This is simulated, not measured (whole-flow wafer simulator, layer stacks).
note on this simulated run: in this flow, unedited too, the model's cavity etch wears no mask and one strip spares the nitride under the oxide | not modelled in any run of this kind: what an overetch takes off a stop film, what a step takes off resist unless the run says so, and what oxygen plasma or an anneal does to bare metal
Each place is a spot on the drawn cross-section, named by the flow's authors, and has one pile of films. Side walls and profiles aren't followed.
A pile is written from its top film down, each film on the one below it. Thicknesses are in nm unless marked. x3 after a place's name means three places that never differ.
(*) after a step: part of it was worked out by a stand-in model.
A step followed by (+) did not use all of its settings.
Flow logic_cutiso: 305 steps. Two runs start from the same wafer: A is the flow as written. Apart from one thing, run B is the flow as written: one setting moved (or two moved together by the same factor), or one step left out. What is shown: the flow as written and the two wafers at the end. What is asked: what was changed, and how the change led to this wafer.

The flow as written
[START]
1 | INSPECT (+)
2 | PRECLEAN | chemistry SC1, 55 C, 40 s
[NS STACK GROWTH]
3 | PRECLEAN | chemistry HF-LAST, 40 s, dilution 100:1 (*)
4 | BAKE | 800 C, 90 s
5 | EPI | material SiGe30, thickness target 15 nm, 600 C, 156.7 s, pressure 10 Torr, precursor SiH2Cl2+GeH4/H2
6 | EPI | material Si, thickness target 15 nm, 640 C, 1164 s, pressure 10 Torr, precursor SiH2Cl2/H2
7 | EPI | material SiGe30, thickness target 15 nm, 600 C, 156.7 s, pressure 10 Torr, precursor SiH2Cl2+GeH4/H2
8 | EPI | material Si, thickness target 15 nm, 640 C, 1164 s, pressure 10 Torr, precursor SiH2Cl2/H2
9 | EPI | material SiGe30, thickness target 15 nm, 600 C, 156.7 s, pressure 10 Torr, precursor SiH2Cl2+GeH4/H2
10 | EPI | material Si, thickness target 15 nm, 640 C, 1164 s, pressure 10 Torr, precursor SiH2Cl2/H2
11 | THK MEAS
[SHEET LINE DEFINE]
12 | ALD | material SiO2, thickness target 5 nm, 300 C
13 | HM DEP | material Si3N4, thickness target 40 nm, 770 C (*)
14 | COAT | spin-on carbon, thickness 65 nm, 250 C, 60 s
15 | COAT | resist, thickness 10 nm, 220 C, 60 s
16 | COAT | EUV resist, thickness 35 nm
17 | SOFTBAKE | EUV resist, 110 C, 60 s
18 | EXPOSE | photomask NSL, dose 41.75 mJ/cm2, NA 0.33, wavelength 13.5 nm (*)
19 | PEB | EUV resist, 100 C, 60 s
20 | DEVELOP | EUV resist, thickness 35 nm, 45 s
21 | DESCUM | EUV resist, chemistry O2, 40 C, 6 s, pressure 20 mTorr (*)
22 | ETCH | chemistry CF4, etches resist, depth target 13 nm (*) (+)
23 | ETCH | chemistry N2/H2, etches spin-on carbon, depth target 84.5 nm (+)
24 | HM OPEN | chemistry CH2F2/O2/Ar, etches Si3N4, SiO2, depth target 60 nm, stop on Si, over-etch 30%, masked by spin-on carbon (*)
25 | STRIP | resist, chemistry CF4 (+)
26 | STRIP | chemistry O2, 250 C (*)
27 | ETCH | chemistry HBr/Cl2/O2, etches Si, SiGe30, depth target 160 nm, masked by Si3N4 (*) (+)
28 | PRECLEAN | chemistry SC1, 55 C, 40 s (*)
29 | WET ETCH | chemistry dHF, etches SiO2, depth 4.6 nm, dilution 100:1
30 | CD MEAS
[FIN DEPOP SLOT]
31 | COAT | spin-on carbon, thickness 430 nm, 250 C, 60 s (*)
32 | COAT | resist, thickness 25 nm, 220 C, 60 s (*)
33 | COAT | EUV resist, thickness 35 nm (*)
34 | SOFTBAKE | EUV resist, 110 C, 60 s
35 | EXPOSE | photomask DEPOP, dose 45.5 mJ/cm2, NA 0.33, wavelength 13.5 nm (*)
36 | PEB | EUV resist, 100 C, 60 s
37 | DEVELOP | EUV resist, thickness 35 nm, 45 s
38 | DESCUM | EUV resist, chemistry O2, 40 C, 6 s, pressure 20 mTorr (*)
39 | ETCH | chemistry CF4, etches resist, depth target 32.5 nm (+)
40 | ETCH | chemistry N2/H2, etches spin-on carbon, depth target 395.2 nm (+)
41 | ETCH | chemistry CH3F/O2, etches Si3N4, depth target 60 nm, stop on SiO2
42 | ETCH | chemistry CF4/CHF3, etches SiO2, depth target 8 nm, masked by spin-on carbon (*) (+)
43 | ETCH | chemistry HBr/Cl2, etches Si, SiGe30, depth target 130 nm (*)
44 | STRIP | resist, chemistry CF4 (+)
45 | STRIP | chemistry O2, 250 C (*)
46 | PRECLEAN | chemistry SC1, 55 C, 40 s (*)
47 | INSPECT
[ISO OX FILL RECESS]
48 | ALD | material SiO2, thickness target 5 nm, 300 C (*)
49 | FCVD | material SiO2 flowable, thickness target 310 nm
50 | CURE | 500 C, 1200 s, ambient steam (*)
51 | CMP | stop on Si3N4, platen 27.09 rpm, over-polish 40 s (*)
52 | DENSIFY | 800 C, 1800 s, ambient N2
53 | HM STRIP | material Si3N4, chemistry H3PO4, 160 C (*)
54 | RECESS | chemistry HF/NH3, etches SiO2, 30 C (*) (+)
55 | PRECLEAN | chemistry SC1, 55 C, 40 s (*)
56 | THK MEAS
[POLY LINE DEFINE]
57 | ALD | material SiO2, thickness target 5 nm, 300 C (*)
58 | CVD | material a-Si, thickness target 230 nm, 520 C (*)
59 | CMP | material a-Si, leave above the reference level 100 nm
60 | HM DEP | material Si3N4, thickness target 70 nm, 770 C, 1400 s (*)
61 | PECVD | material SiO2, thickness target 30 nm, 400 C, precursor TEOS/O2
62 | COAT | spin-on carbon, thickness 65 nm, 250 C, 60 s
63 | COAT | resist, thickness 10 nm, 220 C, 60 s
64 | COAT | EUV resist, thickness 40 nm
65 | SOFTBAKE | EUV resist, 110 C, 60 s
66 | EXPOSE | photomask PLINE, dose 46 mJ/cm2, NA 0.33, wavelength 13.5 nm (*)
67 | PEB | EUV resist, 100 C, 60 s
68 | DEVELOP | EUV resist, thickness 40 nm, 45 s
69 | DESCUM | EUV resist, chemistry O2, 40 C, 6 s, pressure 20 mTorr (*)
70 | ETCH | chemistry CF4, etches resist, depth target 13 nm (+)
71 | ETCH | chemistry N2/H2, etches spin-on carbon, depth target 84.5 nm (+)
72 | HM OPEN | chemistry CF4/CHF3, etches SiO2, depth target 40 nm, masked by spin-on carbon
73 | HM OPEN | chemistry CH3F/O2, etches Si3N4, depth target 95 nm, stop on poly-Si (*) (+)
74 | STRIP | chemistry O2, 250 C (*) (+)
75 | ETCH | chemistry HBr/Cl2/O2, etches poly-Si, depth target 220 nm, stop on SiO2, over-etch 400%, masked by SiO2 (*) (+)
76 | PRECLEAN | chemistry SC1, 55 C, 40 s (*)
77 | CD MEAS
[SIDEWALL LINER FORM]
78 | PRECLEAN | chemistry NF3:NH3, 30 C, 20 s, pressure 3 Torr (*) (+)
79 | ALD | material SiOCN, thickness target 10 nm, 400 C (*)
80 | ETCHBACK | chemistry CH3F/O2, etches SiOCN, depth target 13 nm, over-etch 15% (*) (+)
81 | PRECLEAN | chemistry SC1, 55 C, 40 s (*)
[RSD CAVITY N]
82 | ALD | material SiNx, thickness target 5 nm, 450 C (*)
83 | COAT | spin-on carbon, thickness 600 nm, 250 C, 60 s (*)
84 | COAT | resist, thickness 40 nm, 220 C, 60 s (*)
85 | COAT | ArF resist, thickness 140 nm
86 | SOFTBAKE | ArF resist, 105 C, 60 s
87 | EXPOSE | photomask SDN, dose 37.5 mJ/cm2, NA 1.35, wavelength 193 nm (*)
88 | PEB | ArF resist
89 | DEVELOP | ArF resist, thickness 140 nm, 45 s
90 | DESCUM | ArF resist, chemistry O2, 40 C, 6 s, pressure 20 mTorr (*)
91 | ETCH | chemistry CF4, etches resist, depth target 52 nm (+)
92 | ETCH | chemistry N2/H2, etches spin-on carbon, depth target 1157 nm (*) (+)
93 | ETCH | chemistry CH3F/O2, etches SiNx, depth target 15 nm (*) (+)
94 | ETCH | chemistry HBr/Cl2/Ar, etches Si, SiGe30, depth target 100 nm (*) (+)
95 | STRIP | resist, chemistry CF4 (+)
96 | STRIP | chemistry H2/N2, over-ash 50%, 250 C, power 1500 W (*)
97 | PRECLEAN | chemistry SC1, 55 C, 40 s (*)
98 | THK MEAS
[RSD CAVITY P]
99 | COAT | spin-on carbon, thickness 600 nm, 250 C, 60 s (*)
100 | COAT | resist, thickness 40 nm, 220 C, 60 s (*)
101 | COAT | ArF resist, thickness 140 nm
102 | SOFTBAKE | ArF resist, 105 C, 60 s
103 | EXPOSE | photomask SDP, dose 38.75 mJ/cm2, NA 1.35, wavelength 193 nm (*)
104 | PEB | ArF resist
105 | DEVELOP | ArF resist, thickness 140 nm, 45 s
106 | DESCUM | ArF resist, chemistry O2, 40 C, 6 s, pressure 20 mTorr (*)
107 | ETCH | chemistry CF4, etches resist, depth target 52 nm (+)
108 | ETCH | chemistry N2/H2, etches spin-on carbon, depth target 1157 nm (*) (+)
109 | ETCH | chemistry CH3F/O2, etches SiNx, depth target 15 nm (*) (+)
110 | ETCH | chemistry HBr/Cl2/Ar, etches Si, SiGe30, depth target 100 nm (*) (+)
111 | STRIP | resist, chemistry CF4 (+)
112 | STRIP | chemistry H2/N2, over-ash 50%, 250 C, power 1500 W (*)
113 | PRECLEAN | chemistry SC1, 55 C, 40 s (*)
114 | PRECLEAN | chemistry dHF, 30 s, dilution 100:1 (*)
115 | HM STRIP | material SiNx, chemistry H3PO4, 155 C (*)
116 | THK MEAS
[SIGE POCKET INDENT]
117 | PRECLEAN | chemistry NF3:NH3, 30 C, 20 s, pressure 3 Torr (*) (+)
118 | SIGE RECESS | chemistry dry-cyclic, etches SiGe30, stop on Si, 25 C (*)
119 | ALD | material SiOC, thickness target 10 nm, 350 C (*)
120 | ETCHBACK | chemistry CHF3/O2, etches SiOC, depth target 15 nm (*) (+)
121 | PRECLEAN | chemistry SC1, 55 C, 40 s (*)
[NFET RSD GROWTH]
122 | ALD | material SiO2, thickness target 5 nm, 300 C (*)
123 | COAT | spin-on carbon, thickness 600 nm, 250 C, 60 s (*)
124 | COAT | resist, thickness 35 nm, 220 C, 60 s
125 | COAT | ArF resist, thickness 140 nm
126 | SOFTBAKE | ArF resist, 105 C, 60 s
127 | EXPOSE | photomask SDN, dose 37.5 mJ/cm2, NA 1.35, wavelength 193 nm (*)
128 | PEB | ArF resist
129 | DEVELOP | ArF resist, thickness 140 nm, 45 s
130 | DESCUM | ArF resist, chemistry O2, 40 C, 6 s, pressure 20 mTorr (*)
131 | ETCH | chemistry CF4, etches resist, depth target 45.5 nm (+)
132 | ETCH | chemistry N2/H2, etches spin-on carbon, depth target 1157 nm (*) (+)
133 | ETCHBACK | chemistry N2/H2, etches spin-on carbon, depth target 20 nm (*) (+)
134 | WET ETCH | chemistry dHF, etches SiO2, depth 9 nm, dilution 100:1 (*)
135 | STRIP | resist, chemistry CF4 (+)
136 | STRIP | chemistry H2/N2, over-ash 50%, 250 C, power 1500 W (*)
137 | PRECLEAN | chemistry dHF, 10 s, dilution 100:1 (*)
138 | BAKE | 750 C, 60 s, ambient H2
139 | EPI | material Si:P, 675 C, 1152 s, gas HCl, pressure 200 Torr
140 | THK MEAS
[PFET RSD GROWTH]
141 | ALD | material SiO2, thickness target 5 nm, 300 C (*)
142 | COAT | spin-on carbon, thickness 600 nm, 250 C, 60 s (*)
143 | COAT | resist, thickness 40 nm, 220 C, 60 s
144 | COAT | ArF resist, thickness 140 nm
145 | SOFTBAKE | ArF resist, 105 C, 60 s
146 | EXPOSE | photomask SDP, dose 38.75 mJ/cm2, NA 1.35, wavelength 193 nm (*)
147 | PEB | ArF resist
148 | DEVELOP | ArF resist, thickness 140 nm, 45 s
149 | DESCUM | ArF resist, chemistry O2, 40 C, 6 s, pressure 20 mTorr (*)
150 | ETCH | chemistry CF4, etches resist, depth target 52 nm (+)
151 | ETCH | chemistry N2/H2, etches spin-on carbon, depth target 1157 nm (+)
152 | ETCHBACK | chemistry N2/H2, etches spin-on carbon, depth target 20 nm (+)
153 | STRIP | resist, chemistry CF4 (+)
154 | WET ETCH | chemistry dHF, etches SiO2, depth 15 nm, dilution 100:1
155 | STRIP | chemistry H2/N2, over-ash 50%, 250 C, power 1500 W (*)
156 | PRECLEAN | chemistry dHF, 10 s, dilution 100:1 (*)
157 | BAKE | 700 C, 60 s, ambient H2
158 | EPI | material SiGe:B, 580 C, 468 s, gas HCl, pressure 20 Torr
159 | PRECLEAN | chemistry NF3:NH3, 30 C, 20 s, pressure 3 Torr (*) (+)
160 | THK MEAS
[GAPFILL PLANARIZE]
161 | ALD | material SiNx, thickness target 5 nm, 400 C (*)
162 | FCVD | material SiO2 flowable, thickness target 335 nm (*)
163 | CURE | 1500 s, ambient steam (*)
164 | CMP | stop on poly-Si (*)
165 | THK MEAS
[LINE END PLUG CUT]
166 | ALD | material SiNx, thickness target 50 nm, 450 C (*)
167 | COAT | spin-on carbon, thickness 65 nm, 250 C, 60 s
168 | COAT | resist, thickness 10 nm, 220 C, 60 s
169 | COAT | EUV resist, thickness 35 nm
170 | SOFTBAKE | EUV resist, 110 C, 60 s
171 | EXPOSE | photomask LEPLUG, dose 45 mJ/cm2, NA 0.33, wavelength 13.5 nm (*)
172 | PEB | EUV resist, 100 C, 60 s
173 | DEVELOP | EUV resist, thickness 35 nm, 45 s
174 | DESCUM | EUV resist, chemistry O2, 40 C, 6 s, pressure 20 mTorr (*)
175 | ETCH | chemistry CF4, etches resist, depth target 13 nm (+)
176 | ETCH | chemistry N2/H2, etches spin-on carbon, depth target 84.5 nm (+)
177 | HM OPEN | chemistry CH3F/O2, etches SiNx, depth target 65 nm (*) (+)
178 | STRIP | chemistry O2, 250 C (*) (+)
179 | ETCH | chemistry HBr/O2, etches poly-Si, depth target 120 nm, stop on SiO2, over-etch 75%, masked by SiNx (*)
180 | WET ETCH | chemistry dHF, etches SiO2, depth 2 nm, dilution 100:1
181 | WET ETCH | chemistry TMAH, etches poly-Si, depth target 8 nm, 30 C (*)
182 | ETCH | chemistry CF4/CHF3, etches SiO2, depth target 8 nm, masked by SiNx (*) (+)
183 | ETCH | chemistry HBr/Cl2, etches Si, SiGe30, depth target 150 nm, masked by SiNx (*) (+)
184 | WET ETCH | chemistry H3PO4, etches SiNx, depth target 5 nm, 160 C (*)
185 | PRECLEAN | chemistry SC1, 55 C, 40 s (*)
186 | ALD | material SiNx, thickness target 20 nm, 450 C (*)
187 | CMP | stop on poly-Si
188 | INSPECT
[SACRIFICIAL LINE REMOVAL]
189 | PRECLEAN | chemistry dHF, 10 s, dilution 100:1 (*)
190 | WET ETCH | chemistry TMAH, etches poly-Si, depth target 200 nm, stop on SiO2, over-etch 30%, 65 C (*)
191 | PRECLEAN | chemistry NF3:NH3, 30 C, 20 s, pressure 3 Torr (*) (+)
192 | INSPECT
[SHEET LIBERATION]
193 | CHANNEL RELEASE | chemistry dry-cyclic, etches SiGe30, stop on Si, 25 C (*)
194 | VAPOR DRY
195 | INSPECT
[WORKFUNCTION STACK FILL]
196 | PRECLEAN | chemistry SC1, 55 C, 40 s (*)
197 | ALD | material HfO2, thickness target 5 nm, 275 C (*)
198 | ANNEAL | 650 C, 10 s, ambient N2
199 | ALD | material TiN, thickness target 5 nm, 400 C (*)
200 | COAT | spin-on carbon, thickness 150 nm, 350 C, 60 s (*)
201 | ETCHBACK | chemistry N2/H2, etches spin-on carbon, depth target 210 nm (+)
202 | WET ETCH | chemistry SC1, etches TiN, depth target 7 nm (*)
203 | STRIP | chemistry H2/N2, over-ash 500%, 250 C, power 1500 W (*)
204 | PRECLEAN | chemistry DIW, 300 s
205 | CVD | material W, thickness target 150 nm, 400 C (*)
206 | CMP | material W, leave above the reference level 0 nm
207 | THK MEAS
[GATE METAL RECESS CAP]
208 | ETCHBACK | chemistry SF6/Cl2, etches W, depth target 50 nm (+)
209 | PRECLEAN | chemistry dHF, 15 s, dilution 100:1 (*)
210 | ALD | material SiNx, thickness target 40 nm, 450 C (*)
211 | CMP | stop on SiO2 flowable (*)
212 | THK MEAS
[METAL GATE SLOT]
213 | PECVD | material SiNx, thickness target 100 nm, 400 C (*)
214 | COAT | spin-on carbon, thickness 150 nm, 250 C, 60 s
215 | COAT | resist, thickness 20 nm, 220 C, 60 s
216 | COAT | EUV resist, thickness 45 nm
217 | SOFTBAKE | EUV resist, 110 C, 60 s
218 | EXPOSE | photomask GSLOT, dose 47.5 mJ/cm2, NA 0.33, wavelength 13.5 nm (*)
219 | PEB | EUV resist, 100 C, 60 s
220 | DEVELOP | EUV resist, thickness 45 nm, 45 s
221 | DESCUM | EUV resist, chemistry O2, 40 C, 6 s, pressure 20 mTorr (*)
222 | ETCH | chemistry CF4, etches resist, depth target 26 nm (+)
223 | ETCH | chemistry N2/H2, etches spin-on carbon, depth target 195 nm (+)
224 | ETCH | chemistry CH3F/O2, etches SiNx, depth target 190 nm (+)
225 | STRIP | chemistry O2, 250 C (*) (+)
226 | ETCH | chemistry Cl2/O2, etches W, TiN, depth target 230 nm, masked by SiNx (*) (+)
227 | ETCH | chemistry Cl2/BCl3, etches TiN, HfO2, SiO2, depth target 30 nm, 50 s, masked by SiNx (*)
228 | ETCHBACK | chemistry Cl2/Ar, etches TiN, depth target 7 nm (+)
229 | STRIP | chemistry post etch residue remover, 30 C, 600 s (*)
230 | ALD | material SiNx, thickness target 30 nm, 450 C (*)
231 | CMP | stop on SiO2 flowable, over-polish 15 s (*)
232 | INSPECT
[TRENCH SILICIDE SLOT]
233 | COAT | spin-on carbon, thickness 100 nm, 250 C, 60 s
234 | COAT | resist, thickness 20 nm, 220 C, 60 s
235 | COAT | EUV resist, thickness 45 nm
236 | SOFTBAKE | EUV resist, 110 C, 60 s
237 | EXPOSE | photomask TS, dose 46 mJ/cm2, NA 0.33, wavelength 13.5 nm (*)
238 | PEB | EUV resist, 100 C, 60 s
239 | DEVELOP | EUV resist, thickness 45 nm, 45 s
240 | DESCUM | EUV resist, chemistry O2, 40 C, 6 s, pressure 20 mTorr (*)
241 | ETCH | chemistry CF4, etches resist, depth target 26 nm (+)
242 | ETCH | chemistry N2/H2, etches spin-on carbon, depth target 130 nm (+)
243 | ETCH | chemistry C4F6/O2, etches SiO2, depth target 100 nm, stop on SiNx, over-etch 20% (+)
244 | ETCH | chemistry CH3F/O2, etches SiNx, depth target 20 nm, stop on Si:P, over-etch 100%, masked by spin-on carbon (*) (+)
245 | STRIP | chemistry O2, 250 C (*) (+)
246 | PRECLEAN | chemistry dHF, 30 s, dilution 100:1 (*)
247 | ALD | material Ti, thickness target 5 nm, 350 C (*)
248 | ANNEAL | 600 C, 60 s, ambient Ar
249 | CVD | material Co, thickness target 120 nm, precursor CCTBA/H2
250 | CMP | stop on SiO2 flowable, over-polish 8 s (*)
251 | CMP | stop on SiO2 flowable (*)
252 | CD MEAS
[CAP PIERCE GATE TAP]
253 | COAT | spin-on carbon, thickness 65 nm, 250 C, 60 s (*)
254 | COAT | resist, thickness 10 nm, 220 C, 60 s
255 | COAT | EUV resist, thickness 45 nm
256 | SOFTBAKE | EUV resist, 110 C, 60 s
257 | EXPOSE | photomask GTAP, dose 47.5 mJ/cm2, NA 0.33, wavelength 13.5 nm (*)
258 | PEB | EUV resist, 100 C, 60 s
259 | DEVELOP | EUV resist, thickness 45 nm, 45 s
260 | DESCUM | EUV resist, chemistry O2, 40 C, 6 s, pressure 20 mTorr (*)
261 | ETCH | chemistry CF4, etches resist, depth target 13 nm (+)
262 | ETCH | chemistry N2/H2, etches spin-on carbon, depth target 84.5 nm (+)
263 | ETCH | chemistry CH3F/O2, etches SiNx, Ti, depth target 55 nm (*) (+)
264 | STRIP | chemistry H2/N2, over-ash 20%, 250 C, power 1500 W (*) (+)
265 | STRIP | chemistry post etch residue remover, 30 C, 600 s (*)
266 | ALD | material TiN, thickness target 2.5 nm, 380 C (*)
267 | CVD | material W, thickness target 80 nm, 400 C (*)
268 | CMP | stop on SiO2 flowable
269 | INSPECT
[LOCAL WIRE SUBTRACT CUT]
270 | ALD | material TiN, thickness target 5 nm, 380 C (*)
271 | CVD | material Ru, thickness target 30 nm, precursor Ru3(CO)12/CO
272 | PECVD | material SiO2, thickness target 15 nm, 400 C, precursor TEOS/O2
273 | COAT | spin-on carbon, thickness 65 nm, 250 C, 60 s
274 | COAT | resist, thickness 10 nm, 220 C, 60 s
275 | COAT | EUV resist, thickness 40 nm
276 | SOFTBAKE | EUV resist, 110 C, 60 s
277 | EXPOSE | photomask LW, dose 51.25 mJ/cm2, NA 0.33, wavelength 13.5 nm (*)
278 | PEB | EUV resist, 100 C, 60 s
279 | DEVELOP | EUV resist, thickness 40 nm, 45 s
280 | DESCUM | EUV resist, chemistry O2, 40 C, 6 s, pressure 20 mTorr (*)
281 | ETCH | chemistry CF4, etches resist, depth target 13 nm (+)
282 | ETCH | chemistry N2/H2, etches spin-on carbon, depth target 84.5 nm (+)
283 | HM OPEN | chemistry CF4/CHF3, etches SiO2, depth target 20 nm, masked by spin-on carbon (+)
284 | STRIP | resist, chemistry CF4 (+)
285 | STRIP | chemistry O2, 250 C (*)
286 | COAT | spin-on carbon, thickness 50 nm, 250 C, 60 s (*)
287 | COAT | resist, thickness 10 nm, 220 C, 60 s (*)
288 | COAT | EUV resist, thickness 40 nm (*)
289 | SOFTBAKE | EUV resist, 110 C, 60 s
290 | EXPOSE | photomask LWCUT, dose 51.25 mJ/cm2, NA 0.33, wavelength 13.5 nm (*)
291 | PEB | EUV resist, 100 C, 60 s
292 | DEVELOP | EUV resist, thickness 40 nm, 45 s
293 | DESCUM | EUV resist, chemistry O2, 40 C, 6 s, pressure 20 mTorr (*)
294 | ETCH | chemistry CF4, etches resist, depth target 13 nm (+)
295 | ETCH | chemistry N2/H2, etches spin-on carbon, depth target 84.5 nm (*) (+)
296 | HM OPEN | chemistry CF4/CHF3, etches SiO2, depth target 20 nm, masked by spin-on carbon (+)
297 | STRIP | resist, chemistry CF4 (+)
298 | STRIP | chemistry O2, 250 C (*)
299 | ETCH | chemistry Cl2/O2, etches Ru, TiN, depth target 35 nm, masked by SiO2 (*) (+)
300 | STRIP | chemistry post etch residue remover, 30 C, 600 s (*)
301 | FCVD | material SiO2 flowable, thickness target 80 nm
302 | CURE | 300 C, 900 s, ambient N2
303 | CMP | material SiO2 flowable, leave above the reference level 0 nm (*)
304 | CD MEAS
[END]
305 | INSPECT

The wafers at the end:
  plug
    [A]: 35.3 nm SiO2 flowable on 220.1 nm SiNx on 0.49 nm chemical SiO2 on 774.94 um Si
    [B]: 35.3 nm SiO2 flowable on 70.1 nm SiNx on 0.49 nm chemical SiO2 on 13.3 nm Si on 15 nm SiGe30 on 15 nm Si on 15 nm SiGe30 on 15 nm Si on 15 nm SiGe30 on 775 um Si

What caused this: step 183, ETCH: chemistry HBr/Cl2, etches Si, SiGe30, depth target 150 nm, masked by SiNx (*) (+), was skipped.

How this came from the change, step by step:
  186 | ALD | material SiNx, thickness target 20 nm, 450 C (*)
      plug: A SiNx gains 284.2 (new film) | B SiNx gains 155.6 (new film)
  187 | CMP | stop on poly-Si
      depop, dpovl, gfld and 18 more: A SiNx loses 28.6 (all of it) | B SiNx loses 50 (all of it)
      plug: A SiNx loses 28.6 | B SiNx loses 50
